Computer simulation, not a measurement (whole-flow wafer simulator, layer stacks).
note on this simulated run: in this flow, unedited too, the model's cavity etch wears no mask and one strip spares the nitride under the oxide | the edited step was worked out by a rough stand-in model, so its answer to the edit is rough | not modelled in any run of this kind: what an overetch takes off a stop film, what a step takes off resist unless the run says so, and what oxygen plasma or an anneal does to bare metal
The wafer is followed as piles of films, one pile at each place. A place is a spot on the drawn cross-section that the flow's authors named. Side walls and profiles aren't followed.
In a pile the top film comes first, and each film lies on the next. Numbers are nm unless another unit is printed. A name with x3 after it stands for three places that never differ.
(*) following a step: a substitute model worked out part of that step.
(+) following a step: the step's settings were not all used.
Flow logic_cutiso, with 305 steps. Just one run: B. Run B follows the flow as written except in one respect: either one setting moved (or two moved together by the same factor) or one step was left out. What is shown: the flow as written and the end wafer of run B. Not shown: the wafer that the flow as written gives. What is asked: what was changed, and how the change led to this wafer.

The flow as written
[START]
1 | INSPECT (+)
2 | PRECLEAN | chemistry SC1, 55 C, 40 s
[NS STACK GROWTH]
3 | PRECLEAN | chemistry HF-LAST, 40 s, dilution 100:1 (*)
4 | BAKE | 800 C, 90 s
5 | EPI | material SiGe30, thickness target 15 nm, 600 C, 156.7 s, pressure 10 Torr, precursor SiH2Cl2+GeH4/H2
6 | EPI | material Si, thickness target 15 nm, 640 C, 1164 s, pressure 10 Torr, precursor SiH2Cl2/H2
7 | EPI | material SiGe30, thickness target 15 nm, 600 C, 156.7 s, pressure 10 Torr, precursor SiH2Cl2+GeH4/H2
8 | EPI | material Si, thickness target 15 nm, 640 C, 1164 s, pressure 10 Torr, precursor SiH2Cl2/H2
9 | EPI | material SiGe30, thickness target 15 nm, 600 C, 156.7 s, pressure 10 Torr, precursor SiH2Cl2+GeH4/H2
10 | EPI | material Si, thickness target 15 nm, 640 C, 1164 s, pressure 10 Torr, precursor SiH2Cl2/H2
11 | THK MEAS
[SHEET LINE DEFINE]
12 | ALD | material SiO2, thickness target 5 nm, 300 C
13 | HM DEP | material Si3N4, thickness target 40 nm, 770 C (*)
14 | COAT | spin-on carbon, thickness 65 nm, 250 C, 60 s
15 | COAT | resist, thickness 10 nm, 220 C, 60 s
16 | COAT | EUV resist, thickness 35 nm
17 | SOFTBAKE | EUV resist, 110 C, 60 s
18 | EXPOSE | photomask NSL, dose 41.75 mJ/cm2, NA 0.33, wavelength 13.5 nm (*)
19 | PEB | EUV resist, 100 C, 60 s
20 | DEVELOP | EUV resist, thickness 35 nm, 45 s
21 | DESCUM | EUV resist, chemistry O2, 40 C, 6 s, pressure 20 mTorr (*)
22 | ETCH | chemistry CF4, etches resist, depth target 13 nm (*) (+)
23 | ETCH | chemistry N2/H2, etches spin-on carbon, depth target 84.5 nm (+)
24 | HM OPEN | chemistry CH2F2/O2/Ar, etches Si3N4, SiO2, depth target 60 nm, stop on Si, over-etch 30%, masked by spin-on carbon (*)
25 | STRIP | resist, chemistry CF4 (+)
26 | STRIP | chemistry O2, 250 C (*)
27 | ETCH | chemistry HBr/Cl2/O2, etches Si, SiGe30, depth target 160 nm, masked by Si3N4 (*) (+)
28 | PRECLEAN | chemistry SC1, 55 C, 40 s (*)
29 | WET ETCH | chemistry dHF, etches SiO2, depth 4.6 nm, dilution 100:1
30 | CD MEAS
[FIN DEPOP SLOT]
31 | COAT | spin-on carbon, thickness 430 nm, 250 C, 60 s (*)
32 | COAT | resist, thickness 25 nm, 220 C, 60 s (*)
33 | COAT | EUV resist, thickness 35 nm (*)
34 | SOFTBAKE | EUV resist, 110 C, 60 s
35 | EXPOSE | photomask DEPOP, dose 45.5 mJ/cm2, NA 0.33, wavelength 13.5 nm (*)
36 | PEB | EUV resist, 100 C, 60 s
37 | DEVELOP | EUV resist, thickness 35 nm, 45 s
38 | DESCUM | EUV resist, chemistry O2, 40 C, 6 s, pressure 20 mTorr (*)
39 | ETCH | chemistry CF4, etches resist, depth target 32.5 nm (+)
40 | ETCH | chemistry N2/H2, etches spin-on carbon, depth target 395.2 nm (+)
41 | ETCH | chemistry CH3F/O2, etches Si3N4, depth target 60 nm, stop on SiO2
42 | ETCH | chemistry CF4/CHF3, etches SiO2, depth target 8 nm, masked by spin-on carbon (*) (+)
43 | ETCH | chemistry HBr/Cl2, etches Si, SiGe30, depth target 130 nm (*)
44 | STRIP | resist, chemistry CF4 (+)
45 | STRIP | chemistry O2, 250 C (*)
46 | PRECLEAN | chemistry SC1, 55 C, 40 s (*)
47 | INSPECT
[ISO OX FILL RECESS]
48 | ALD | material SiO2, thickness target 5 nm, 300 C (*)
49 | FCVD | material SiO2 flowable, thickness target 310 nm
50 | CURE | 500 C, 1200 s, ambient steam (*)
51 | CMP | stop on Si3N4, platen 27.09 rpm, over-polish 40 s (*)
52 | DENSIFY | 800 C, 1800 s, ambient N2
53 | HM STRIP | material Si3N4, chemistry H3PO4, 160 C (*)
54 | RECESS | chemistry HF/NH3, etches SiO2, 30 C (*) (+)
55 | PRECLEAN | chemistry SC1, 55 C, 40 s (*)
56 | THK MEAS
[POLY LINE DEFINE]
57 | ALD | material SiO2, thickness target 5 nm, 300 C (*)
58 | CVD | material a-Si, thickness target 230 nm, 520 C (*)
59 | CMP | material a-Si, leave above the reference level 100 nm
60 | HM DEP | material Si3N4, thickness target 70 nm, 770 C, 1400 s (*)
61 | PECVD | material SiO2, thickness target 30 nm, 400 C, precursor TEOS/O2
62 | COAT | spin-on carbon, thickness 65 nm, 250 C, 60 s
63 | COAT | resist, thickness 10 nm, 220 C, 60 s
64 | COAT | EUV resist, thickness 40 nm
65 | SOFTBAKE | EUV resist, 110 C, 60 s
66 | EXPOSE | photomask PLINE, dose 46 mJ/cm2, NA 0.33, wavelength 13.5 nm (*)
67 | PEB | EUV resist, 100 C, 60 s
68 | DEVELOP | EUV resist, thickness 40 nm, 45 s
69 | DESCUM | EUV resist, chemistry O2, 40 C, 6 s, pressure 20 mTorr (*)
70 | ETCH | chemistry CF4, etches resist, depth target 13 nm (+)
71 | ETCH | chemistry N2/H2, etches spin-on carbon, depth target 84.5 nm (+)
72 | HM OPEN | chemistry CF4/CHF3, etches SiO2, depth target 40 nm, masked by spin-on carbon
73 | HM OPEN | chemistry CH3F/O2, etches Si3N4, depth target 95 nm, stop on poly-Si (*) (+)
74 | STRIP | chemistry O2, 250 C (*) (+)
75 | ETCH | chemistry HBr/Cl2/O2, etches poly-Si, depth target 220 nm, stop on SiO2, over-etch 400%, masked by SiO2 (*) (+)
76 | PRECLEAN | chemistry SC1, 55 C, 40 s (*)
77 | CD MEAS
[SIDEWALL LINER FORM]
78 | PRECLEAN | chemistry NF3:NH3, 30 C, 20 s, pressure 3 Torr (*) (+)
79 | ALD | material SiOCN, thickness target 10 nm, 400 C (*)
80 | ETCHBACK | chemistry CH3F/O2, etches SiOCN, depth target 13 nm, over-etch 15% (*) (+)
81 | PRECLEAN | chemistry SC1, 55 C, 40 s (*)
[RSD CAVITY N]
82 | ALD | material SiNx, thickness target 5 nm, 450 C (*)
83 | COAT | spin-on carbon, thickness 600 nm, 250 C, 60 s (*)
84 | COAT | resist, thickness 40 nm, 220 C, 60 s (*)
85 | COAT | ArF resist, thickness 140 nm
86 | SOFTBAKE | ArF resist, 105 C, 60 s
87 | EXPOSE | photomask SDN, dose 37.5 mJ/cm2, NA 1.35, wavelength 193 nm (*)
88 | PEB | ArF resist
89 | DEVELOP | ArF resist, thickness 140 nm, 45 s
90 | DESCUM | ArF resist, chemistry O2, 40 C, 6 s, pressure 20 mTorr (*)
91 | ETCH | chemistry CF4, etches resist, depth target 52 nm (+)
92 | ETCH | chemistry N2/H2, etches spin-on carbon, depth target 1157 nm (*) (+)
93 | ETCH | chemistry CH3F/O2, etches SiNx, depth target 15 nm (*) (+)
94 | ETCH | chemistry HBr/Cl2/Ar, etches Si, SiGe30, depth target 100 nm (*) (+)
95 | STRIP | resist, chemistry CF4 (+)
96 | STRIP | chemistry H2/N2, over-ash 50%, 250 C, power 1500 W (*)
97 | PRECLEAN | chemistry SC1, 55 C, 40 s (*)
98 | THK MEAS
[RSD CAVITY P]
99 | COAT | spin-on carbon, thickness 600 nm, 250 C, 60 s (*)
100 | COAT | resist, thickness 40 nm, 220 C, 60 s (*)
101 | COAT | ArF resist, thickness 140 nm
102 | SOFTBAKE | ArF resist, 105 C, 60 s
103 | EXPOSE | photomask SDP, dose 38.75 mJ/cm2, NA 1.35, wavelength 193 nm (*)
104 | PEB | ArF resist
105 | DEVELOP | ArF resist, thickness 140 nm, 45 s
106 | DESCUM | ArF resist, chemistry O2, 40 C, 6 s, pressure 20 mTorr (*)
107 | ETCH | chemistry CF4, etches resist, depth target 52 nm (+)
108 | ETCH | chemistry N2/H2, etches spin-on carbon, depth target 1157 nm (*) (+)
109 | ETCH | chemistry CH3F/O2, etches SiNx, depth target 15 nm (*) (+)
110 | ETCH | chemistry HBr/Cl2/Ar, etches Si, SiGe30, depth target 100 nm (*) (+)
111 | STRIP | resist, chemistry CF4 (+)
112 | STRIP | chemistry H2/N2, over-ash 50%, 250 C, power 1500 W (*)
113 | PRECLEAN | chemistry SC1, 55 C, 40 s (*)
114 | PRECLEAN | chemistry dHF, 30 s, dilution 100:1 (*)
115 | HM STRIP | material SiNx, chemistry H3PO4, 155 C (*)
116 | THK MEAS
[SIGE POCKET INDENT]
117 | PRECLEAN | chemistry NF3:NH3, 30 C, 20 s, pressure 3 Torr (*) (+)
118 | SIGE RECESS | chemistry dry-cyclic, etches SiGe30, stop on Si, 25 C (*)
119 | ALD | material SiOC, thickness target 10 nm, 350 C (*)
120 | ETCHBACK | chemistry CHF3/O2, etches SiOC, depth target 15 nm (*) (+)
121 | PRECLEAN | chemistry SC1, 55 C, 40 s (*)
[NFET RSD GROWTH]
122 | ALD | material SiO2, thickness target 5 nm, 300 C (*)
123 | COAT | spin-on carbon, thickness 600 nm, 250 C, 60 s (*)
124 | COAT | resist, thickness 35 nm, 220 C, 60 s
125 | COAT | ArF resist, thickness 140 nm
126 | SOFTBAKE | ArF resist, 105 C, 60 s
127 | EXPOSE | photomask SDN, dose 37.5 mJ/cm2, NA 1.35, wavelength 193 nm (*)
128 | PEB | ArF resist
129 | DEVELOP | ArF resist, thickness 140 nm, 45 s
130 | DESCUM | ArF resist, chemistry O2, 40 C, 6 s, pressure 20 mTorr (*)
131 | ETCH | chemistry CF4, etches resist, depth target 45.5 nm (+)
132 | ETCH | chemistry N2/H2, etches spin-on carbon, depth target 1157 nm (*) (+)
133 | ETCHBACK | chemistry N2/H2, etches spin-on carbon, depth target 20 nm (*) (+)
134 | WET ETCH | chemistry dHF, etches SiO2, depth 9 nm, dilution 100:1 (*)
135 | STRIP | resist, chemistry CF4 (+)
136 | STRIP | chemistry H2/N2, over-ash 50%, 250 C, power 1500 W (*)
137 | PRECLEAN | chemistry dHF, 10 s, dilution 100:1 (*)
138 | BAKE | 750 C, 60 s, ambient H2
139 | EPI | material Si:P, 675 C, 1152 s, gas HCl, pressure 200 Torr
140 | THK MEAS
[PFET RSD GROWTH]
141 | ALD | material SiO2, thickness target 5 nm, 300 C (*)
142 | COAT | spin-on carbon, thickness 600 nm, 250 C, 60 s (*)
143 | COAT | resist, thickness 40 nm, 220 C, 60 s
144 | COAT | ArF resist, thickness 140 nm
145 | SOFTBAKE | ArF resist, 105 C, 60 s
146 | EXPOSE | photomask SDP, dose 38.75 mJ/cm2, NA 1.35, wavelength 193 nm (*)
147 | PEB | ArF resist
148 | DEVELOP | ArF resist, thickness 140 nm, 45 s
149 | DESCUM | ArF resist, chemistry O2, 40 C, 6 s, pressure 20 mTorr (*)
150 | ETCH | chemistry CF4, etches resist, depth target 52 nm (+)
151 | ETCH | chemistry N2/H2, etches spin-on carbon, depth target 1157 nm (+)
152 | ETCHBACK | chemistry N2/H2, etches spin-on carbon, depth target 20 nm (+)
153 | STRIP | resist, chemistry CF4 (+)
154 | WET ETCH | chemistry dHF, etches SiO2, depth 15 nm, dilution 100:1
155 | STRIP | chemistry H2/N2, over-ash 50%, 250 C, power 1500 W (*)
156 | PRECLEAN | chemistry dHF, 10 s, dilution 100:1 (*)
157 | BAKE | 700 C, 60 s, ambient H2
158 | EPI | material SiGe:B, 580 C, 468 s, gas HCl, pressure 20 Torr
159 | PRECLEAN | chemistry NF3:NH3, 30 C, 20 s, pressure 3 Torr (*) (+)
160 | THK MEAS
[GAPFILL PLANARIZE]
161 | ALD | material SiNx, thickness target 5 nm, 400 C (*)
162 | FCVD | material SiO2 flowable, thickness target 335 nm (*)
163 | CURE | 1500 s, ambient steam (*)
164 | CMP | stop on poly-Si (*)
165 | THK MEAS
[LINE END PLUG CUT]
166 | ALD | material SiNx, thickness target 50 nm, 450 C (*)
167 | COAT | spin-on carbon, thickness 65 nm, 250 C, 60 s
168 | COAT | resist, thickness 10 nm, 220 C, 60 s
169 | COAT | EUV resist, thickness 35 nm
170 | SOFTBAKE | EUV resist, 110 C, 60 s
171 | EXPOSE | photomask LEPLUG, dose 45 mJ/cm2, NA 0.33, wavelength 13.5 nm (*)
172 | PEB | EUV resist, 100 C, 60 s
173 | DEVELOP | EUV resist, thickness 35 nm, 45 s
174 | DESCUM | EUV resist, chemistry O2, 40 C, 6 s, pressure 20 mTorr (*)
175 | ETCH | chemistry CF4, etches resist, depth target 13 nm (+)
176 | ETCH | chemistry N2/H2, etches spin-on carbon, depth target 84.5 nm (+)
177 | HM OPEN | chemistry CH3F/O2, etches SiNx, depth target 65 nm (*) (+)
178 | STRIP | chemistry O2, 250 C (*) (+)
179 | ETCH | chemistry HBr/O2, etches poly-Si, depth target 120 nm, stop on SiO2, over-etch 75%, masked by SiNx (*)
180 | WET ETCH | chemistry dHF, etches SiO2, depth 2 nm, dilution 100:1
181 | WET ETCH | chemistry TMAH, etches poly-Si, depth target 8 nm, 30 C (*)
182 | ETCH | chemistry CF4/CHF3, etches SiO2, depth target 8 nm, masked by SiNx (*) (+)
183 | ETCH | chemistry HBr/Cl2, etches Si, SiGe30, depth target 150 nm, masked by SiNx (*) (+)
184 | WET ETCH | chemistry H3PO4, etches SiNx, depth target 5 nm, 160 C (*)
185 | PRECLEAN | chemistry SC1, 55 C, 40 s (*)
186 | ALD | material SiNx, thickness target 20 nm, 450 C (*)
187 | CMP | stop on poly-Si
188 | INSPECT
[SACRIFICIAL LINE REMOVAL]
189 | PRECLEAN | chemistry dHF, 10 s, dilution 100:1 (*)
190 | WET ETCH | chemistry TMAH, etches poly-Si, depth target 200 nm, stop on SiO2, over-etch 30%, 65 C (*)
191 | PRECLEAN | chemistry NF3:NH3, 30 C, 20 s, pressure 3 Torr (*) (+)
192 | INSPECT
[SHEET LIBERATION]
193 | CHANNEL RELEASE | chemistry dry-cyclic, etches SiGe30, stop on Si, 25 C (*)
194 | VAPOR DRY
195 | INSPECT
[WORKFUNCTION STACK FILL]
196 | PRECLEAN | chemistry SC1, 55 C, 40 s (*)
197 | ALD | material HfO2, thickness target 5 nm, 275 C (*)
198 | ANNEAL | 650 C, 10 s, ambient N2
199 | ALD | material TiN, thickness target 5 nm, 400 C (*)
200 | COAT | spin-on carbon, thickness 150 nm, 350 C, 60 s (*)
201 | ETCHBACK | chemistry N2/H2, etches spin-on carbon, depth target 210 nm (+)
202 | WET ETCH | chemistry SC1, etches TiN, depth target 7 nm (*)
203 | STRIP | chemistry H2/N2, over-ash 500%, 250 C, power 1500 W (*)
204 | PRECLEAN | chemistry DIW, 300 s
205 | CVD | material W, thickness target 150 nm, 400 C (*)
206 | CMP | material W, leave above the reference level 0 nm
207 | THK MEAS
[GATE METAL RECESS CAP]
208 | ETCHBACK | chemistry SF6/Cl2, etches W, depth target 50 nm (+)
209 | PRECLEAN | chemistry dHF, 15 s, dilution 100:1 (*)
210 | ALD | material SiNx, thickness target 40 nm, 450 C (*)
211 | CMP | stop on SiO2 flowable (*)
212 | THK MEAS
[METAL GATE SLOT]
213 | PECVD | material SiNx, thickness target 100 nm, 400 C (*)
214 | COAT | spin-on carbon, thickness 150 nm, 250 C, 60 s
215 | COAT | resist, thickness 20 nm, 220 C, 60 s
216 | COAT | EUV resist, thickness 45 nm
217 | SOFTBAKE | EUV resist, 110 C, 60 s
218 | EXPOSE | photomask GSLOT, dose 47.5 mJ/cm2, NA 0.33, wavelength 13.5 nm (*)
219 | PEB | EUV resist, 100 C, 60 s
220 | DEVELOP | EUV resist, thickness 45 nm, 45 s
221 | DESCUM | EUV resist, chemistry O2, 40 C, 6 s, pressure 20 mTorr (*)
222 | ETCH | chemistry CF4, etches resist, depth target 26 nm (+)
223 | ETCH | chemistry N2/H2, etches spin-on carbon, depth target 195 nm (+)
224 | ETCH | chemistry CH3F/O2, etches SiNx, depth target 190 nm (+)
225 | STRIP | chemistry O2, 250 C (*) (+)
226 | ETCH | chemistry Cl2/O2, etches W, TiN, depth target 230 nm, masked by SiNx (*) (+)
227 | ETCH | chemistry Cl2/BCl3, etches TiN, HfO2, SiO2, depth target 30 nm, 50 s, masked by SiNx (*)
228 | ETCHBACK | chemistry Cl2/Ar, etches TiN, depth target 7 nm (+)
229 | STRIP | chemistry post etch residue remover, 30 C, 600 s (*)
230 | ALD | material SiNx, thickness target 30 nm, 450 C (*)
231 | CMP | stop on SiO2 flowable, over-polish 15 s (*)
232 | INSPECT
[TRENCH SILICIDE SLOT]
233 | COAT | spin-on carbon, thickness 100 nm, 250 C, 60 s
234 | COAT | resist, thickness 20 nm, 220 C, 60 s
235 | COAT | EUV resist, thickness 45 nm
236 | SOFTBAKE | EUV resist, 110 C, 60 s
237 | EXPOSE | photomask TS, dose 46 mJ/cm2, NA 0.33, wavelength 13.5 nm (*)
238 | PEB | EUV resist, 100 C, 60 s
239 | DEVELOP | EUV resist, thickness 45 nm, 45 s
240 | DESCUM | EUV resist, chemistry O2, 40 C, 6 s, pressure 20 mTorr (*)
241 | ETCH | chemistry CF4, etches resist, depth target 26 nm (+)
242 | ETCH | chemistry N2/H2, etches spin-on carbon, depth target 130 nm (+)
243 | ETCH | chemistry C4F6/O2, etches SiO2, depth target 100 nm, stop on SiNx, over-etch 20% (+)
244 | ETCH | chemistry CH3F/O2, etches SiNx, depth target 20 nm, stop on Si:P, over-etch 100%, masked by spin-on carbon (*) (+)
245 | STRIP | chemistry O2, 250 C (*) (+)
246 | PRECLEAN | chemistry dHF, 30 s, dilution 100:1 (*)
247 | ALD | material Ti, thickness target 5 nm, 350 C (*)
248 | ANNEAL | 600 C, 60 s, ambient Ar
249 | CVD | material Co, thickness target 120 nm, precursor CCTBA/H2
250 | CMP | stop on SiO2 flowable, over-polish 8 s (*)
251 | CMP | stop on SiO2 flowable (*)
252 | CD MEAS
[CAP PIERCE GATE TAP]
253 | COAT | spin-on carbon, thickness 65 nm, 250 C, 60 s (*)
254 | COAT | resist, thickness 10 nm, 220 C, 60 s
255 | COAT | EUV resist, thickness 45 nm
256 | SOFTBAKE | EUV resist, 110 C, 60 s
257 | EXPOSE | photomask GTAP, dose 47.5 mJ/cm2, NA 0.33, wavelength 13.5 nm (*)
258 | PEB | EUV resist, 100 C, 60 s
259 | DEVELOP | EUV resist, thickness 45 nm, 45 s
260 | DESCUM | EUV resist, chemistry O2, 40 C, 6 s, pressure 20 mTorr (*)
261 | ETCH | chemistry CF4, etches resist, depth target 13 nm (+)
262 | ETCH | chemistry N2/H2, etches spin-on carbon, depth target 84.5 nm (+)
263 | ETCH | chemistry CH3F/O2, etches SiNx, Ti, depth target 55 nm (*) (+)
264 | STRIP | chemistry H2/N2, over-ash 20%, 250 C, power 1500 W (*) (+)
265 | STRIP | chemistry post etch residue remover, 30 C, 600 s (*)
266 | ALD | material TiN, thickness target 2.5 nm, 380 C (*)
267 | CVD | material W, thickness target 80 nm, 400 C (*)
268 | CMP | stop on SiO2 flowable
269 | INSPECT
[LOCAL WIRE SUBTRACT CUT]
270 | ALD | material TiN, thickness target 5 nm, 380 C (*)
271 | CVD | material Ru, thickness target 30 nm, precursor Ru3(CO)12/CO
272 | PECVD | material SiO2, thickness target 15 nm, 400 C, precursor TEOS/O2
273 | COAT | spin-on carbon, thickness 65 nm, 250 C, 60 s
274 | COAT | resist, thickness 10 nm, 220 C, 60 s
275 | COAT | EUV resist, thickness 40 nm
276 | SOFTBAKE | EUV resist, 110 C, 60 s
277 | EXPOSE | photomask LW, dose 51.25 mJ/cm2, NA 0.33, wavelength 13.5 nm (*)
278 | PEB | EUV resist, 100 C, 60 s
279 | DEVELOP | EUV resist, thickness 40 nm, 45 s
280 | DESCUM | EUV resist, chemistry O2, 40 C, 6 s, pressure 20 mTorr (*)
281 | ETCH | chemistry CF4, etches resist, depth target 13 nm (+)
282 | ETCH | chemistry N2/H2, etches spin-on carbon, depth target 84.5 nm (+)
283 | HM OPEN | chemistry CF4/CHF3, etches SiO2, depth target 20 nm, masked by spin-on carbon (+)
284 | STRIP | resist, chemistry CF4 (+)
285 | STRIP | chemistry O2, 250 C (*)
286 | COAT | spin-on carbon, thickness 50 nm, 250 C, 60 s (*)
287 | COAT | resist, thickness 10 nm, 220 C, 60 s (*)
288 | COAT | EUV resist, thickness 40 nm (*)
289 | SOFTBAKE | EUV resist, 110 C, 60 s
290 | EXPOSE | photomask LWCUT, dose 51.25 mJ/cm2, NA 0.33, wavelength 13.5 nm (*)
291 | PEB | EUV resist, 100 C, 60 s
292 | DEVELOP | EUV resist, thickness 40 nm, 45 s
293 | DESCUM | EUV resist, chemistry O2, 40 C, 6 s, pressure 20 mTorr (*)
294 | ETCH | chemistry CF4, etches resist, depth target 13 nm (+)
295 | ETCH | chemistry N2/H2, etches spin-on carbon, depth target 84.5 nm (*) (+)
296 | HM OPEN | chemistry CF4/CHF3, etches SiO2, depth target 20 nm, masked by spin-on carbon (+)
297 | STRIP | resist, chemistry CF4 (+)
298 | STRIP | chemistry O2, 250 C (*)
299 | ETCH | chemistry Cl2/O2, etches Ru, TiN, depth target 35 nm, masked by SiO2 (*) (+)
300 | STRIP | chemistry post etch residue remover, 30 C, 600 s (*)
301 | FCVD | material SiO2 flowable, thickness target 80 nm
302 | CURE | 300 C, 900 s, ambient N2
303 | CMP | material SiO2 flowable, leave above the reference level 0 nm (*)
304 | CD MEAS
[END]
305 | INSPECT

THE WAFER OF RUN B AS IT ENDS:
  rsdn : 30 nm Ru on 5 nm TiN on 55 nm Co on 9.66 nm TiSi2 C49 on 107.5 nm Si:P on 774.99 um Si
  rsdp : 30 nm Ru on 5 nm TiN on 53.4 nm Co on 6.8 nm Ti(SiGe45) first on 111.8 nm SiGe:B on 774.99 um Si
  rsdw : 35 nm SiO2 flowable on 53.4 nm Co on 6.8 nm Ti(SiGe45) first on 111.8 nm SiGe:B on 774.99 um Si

What caused this: step 247, ALD: thickness target 3.8 nm was run, while the flow as written has thickness target 5 nm.

The path from the change to this, step by step:
  247 | ALD | material Ti, thickness target 5 nm, 350 C (*)
      depop, dpovl, gfld and 19 more: Ti gains 3.8 (new film) (in the flow as written it would be: Ti gains 5 (new film))
  248 | ANNEAL | 600 C, 60 s, ambient Ar
      rsdp, rsdw: Ti(SiGe45) first gains 6.8 (new film), Ti loses 3.8 (all of it), SiGe:B loses 4.55 (in the flow as written it would be: Ti(SiGe45) first gains 8.95 (new film), Ti loses 5 (all of it), SiGe:B loses 5.98)
      rsdn: TiSi2 C49 gains 9.66 (new film), Ti loses 3.8 (all of it), Si:P loses 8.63 (in the flow as written it would be: TiSi2 C49 gains 12.7 (new film), Ti loses 5 (all of it), Si:P loses 11.3)
  250 | CMP | stop on SiO2 flowable, over-polish 8 s (*)
      rsdx: Co loses 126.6 (in the flow as written it would be: Co loses 127.9 (all of it))
      gl, glp, gxf, gxn, gxp, tap: Co loses 120.3 (all of it), Ti loses 3.8 (all of it), SiNx loses 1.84 (in the flow as written it would be: Co loses 120.3 (all of it), Ti loses 5 (all of it), SiNx loses 1.84)
      (and at 11 other places as well)
  251 | CMP | stop on SiO2 flowable (*)
      rsdx: Co loses 1.35 (all of it), Ti loses 3.8 (all of it) (in the flow as written it would be: Ti loses 5 (all of it))
      iso: Co loses 2.42 (all of it), Ti loses 3.14 (in the flow as written it would be: Co loses 1.22 (all of it), Ti loses 4.34)
